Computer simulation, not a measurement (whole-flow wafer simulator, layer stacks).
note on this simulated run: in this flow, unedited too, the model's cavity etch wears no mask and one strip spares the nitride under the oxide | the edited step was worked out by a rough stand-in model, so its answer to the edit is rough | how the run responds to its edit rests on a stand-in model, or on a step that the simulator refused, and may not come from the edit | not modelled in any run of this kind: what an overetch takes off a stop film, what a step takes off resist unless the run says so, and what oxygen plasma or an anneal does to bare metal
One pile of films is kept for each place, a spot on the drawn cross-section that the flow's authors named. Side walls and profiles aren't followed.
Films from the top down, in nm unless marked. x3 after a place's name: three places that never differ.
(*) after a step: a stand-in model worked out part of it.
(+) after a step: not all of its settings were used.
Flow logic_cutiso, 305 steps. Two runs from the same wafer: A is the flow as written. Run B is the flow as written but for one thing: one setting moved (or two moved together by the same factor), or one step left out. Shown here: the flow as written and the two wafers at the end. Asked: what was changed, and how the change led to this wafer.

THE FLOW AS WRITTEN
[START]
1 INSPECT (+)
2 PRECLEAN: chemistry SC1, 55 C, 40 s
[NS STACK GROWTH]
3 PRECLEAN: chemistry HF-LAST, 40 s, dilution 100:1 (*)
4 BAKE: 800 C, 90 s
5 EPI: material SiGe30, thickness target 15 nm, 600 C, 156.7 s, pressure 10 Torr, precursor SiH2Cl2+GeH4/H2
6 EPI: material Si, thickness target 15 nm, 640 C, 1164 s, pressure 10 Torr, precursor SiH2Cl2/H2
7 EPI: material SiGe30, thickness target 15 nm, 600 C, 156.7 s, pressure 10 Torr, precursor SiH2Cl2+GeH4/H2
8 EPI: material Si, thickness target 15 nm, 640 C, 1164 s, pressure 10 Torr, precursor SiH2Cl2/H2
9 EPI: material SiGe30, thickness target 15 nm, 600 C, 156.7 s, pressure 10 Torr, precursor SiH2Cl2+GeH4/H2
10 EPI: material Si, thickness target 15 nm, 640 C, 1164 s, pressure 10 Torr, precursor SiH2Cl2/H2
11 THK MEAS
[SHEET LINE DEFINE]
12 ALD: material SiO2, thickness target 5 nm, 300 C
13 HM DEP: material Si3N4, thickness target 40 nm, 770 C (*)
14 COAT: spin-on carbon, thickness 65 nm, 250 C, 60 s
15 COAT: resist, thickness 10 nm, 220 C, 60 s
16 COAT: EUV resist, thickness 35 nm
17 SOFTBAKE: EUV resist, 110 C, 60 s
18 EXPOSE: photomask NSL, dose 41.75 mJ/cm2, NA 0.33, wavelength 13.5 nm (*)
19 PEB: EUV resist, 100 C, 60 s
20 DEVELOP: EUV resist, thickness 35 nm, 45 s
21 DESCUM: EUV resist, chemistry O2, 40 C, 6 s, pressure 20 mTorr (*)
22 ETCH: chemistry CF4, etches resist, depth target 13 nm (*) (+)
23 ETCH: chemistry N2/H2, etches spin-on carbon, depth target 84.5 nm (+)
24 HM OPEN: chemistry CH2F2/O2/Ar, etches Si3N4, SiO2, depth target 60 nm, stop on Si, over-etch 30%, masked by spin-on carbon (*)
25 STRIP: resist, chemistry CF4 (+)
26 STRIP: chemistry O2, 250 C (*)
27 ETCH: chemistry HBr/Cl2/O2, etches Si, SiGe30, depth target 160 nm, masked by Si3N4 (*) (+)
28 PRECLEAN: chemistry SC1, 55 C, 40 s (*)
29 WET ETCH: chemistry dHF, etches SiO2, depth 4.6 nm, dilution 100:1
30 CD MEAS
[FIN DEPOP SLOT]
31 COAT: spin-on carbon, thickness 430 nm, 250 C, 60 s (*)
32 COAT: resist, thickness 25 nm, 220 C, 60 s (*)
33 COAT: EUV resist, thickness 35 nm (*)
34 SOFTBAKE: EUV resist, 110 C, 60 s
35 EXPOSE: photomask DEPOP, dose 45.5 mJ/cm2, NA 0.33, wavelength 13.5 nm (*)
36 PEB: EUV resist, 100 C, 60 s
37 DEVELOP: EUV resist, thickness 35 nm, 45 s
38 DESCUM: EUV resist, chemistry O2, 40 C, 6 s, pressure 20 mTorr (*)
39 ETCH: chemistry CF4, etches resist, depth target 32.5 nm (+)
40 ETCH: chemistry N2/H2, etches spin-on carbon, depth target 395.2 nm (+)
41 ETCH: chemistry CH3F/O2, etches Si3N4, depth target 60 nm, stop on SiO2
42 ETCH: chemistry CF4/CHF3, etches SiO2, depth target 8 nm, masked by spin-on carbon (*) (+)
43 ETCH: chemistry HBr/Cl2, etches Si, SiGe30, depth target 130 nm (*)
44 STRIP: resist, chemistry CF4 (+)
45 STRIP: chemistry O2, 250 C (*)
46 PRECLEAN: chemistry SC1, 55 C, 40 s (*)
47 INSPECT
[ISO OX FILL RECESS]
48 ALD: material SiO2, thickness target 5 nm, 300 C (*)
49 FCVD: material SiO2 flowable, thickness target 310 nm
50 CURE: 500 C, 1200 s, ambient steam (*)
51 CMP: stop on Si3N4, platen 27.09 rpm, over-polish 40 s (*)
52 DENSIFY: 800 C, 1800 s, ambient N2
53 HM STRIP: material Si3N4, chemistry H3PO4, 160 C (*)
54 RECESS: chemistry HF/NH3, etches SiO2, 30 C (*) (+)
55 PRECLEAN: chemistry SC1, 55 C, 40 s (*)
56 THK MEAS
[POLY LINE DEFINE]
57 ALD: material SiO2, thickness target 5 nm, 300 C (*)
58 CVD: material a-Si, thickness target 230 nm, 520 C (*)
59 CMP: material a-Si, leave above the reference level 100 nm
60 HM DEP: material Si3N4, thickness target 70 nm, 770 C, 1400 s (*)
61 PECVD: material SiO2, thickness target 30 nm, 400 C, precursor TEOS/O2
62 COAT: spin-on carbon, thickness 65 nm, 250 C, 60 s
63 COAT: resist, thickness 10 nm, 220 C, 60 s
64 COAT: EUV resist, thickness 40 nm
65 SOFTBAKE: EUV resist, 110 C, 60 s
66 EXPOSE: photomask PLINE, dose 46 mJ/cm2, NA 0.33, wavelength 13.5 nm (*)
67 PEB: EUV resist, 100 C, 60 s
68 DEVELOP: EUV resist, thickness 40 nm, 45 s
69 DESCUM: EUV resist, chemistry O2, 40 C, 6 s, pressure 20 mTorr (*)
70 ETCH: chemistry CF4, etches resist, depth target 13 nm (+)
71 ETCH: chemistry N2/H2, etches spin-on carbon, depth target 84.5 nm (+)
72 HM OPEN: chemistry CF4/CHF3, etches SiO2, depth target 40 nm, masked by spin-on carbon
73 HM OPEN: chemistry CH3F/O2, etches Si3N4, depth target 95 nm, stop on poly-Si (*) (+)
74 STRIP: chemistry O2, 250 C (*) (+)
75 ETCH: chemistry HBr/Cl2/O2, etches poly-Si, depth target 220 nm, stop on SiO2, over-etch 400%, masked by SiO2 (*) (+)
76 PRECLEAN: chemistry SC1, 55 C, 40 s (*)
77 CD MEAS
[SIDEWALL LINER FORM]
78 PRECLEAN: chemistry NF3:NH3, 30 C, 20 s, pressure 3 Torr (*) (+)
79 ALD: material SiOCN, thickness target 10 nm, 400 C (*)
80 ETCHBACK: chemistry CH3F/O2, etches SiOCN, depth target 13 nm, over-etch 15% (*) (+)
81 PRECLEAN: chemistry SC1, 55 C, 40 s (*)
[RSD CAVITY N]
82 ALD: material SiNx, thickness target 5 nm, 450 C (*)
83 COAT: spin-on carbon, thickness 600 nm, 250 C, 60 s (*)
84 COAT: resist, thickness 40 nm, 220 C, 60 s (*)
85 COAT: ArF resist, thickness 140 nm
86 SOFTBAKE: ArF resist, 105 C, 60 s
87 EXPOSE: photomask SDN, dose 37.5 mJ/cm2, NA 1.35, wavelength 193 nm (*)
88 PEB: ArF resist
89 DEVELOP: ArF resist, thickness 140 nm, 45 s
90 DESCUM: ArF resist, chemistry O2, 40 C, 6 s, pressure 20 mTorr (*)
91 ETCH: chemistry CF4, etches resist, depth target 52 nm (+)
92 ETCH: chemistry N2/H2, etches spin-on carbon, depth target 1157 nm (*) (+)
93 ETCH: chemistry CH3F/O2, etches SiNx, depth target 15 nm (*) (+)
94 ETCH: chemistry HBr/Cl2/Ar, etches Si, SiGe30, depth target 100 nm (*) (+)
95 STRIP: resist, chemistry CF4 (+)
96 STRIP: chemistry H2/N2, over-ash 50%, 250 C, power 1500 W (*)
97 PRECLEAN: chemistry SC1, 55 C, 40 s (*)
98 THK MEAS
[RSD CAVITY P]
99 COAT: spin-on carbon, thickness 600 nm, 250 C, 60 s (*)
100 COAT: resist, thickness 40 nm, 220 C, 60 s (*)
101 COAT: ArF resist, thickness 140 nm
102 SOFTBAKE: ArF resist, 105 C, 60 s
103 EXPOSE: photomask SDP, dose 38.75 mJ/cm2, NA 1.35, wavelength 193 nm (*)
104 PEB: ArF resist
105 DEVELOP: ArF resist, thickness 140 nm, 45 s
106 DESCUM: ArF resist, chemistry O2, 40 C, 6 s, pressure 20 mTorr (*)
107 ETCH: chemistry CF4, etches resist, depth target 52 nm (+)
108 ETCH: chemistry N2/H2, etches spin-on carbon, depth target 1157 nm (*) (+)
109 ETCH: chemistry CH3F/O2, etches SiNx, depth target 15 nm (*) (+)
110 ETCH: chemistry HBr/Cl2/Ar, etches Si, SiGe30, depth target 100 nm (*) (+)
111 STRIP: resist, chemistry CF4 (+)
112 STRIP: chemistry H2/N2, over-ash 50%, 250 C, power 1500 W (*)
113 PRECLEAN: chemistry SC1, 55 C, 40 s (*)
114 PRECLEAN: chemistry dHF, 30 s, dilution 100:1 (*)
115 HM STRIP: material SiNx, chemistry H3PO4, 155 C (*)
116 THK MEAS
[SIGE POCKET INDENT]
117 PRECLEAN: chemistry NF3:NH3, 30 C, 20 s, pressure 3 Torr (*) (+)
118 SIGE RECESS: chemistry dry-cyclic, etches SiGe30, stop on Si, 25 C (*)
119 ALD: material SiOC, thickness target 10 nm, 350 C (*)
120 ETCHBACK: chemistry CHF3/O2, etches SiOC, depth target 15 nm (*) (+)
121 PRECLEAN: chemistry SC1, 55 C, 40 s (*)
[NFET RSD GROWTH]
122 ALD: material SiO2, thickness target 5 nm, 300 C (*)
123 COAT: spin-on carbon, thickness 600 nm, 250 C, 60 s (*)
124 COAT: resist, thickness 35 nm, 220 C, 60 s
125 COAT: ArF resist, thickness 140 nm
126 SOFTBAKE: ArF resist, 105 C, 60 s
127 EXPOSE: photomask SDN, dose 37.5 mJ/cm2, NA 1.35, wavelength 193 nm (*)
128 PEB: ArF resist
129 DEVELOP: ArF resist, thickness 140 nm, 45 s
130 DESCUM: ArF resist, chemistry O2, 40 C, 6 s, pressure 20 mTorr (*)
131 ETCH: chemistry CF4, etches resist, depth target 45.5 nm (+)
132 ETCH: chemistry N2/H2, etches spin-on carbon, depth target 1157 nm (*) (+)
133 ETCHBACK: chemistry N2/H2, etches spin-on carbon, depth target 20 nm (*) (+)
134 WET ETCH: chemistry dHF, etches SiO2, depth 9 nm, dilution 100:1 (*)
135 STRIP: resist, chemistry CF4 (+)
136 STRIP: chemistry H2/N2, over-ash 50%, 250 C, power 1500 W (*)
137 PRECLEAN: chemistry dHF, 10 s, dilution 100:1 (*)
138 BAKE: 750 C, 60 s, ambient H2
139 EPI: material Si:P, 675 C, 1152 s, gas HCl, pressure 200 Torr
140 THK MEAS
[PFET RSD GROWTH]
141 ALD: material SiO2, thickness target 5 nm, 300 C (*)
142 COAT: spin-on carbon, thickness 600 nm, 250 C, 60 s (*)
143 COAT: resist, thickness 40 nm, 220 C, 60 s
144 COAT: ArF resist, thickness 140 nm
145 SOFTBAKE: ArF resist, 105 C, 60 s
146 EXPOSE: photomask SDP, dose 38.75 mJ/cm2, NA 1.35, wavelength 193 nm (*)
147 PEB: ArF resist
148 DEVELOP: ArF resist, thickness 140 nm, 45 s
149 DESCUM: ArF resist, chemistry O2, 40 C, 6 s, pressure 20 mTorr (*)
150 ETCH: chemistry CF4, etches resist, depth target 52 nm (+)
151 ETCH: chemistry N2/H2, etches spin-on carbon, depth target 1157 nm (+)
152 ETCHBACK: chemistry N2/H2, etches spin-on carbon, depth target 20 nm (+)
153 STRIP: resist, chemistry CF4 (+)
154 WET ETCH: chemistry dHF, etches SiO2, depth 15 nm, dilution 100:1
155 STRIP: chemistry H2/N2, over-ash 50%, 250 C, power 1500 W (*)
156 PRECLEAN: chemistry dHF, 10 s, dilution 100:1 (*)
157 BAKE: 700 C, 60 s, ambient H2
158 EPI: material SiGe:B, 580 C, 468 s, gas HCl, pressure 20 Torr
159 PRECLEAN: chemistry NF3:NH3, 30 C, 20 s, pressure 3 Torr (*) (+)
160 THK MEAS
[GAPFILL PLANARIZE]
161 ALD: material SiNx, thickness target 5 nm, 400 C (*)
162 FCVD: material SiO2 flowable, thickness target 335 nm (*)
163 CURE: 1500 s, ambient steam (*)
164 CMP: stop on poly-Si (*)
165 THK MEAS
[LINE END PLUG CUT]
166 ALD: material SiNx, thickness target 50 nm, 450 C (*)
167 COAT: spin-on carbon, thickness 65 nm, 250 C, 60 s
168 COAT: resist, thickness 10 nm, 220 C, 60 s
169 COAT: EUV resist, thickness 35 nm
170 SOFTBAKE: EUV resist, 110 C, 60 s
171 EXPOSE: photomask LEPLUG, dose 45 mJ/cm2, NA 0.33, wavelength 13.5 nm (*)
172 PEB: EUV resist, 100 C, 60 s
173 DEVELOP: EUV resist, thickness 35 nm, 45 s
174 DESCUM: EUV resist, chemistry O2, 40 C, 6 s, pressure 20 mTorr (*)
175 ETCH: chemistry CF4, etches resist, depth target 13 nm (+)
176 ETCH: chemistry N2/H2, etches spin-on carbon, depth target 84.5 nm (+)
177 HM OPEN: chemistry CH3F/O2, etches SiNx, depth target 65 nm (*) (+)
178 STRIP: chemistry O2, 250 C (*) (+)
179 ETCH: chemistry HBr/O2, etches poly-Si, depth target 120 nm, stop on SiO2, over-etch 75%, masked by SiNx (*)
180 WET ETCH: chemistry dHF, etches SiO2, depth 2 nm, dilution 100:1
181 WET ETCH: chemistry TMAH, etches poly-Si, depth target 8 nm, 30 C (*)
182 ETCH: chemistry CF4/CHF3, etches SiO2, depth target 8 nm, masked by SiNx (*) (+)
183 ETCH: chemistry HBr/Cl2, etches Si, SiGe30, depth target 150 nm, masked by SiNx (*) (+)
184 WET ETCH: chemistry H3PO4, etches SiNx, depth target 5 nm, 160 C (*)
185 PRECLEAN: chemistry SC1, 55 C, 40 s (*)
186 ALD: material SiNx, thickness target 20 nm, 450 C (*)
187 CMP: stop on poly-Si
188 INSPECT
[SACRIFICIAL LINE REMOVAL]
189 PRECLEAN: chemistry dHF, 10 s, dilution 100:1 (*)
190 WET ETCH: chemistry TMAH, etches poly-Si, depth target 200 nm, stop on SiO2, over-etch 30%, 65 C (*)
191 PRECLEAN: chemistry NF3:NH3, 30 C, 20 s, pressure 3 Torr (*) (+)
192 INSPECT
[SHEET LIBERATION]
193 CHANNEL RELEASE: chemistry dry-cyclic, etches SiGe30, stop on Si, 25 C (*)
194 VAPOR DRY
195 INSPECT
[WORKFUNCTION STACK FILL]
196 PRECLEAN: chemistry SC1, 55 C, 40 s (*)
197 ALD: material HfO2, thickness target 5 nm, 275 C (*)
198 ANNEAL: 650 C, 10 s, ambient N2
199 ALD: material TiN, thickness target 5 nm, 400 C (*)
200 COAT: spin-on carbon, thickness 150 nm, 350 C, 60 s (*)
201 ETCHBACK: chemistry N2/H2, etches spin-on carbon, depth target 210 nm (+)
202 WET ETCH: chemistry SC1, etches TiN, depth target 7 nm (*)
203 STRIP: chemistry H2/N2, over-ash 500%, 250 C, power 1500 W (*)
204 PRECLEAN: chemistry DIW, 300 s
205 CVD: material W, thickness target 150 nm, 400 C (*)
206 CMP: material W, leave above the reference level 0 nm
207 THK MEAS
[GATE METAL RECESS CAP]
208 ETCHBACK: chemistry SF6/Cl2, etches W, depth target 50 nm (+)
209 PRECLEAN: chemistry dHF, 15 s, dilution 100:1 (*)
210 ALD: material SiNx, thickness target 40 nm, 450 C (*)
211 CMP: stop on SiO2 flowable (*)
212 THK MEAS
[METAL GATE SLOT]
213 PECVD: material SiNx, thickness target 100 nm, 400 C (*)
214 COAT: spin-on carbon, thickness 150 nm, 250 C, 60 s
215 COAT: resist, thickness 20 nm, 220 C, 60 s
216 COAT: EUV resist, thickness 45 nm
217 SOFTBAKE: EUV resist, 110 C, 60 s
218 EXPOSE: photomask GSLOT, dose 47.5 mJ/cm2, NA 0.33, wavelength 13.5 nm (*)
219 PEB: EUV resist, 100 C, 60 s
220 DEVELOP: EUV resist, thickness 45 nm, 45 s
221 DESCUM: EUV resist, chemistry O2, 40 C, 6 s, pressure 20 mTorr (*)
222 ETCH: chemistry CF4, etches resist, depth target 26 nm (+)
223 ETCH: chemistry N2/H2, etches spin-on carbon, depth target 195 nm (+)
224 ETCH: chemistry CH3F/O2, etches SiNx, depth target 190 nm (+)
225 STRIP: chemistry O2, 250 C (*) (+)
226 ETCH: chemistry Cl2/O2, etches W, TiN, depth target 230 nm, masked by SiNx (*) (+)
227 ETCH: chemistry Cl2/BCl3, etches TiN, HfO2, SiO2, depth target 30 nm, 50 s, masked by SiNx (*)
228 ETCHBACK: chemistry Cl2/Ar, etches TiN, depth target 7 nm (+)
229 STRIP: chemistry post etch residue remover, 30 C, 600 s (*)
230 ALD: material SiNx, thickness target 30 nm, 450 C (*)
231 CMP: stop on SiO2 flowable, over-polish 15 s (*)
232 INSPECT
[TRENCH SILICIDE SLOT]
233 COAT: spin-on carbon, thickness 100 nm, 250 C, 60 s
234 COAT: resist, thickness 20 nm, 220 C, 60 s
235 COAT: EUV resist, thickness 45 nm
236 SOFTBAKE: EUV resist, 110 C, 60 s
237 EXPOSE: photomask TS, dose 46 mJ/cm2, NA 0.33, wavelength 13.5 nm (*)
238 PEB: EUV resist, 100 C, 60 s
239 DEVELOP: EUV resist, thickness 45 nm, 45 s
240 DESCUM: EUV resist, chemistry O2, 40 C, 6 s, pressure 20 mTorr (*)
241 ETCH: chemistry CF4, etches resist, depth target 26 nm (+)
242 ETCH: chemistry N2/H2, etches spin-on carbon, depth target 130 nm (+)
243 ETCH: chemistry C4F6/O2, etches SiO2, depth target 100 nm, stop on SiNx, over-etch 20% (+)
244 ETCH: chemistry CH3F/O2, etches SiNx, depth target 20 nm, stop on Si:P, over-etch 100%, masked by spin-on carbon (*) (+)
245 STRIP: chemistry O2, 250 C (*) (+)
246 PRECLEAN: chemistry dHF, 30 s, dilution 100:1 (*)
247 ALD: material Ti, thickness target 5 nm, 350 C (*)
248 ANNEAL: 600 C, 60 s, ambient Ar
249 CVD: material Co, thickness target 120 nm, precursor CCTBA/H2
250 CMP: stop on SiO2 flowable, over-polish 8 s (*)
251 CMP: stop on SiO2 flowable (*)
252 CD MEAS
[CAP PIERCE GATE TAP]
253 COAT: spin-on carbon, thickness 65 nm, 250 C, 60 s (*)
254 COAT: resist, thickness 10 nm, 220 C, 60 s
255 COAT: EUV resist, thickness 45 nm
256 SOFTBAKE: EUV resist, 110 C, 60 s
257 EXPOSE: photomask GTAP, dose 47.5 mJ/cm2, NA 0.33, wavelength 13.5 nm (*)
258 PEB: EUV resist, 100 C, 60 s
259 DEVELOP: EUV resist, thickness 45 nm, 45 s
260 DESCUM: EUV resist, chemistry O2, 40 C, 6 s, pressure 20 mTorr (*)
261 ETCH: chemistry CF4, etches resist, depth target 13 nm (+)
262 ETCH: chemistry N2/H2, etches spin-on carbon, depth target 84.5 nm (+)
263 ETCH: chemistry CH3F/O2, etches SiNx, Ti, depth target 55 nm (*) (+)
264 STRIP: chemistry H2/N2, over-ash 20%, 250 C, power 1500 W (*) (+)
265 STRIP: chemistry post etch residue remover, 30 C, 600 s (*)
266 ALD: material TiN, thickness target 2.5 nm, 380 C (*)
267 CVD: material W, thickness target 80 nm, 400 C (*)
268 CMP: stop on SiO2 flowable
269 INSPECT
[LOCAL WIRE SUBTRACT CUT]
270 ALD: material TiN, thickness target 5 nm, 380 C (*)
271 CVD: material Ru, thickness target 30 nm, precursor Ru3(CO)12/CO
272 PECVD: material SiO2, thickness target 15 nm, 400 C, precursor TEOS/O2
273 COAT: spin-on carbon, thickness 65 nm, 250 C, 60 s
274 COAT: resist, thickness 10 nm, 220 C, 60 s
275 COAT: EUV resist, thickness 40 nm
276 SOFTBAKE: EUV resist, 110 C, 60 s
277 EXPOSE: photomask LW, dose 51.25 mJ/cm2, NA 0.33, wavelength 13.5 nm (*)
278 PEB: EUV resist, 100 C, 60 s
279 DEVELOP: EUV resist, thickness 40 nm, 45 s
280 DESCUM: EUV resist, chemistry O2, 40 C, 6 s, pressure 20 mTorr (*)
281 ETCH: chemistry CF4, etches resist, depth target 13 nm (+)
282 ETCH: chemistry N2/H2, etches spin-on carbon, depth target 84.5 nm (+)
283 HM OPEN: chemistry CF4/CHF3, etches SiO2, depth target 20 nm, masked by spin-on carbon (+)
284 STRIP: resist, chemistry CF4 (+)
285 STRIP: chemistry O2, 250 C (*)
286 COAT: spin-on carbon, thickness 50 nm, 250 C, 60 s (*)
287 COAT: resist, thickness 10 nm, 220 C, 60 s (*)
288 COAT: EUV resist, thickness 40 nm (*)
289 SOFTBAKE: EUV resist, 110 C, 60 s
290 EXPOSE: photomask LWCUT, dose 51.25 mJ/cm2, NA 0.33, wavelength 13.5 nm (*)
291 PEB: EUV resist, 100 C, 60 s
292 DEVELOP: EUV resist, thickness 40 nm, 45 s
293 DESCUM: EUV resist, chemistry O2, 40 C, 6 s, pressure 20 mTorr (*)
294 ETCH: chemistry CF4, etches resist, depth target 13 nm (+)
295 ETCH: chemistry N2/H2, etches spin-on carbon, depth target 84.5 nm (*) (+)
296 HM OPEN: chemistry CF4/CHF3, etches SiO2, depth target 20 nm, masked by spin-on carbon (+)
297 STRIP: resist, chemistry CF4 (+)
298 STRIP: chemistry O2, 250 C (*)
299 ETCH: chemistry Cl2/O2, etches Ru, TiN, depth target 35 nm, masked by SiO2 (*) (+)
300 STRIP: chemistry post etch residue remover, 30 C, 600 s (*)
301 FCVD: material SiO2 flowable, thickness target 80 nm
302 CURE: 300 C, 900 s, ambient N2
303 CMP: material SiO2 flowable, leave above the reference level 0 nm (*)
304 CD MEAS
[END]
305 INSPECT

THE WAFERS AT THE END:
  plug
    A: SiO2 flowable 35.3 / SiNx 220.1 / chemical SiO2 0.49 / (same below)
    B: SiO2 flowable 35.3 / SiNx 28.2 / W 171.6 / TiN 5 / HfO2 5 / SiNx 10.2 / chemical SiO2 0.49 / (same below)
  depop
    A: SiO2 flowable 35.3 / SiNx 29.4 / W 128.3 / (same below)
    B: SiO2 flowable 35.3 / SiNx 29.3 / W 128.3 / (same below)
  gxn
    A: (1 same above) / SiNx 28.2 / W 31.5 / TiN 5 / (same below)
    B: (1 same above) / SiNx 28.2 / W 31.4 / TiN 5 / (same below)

The cause: step 186, ALD: thickness target 12 nm was run, where the flow has thickness target 20 nm.

How the change led to this, step by step:
  186 ALD: material SiNx, thickness target 20 nm, 450 C (*)
      depop, dpovl, gfld and 18 more: A SiNx +20 | B SiNx +12
      plug: A SiNx +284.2 (new film) | B SiNx +12 (new film)
  187 CMP: stop on poly-Si
      plug: A SiNx -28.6 | B nothing
      depop, dpovl, gfld and 18 more: A SiNx -28.6 (all of it) | B SiNx -20.6 (all of it)
  200 COAT: spin-on carbon, thickness 150 nm, 350 C, 60 s (*)
      lnr, lnrp: A spin-on carbon +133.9 (new film) | B spin-on carbon +129.8 (new film)
      iso: A spin-on carbon +145.4 (new film) | B spin-on carbon +142 (new film)
      (and at 7 more places)
  201 ETCHBACK: chemistry N2/H2, etches spin-on carbon, depth target 210 nm (+)
      plug: A spin-on carbon -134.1 (all of it) | B spin-on carbon -210
      lnr, lnrp: A spin-on carbon -133.9 (all of it) | B spin-on carbon -129.8 (all of it)
      (and at 7 more places)
  202 WET ETCH: chemistry SC1, etches TiN, depth target 7 nm (*)
      plug: A TiN -5 (all of it) | B spin-on carbon -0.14
  203 STRIP: chemistry H2/N2, over-ash 500%, 250 C, power 1500 W (*)
      plug: A nothing | B spin-on carbon -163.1 (all of it)
      gxn, gxp: A spin-on carbon -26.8 (all of it) | B spin-on carbon -23.3 (all of it)
      (and at 5 more places)
  205 CVD: material W, thickness target 150 nm, 400 C (*)
      plug: A W +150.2 (new film) | B W +388.8 (new film)
  206 CMP: material W, leave above the reference level 0 nm
      plug: A W -150.2 (all of it), HfO2 -5 (all of it), SiNx -12 | B W -167.2
  208 ETCHBACK: chemistry SF6/Cl2, etches W, depth target 50 nm (+)
      plug: A SiNx -12.5 | B W -50
  210 ALD: material SiNx, thickness target 40 nm, 450 C (*)
      plug: A SiNx +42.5 | B SiNx +82.6 (new film)
  211 CMP: stop on SiO2 flowable (*)
      plug: A SiNx -40.3 | B SiNx -43.2
Counting metal films that touch as one body, plug has 1 body; the flow as written gives 0 bodies.
